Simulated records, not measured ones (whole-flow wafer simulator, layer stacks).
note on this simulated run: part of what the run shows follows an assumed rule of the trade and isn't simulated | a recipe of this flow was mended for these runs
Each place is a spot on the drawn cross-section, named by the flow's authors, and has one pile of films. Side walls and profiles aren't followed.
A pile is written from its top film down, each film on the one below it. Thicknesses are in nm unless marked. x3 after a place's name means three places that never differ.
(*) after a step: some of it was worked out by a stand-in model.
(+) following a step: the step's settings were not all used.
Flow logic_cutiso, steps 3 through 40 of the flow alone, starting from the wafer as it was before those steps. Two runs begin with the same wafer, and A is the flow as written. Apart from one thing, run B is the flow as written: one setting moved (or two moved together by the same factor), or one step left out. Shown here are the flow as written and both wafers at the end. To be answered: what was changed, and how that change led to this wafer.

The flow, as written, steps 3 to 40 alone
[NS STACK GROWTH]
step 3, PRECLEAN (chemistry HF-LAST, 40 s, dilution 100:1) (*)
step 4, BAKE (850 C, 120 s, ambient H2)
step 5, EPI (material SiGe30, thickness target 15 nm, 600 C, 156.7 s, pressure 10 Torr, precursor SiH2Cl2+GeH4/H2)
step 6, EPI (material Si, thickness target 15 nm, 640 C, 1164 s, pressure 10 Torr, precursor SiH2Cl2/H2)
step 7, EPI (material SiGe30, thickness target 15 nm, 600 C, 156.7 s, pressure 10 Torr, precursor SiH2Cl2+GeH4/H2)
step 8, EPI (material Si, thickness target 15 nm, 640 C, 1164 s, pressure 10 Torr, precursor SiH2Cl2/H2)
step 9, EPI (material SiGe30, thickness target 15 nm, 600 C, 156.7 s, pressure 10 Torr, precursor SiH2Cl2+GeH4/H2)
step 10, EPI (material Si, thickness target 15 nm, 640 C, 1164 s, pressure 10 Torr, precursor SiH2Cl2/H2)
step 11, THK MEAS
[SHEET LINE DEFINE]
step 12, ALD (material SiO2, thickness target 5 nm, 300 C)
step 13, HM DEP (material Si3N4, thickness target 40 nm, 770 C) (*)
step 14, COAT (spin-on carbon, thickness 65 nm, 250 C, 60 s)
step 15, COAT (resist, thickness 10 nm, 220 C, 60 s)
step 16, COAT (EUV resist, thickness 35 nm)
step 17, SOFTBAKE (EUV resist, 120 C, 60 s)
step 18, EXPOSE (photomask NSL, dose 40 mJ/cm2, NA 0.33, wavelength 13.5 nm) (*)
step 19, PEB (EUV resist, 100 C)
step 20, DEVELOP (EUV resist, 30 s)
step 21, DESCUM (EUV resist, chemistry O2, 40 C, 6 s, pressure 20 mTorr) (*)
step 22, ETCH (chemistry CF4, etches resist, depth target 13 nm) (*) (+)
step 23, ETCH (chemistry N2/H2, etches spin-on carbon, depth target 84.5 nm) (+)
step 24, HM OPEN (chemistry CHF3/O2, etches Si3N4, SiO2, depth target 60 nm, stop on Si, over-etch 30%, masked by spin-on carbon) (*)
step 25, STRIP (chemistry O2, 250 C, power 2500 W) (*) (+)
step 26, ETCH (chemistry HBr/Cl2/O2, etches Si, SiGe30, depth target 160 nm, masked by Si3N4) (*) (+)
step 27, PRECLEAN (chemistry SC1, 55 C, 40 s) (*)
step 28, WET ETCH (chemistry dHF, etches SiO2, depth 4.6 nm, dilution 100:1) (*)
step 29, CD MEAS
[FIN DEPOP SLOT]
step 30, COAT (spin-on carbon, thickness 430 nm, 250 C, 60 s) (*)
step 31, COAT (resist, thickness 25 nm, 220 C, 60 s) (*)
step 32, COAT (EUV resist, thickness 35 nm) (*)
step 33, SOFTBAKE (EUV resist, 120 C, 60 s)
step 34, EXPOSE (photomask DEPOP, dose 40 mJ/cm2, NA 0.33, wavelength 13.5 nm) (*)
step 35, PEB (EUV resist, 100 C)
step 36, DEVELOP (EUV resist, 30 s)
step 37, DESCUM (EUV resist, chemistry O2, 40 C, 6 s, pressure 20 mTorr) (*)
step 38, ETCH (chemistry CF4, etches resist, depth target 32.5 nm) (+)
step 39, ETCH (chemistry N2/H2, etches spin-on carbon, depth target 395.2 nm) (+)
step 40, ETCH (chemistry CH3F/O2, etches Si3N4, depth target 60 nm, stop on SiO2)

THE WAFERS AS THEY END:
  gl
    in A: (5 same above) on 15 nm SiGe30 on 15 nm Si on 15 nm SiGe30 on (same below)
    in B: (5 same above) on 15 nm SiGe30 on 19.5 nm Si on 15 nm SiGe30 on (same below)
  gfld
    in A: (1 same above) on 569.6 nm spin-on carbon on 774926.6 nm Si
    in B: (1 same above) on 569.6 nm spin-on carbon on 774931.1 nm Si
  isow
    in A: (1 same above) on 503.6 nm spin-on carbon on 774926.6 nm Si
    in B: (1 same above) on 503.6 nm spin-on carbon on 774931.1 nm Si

The reason: step 8, EPI: thickness target 19.5 nm was run, while the flow as written has thickness target 15 nm; step 8, EPI: 1514 s was run, where the flow has 1164 s.
One can read it off the wafer: gl has Si 19.5, and step 8 as written asks for 15 nm.

How this came from the change, step by step:
  step 8, EPI (material Si, thickness target 15 nm, 640 C, 1164 s, pressure 10 Torr, precursor SiH2Cl2/H2)
      depop, dpovl, gfld and 19 more: A Si gains 15 (new film) | B Si gains 19.5 (new film)
  step 26, ETCH (chemistry HBr/Cl2/O2, etches Si, SiGe30, depth target 160 nm, masked by Si3N4) (*) (+)
      dpovl, gfld, gxf, iso, isow, lnri, nsgap: A chemical SiO2 loses 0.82 (all of it), Si loses 12 (all of it), SiGe30 loses 15 (all of it), Si loses 15 (all of it), SiGe30 loses 15 (all of it), Si loses 15 (all of it), SiGe30 loses 15 (all of it), Si loses 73 | B chemical SiO2 loses 0.82 (all of it), Si loses 12 (all of it), SiGe30 loses 15 (all of it), Si loses 19.5 (all of it), SiGe30 loses 15 (all of it), Si loses 15 (all of it), SiGe30 loses 15 (all of it), Si loses 68.5
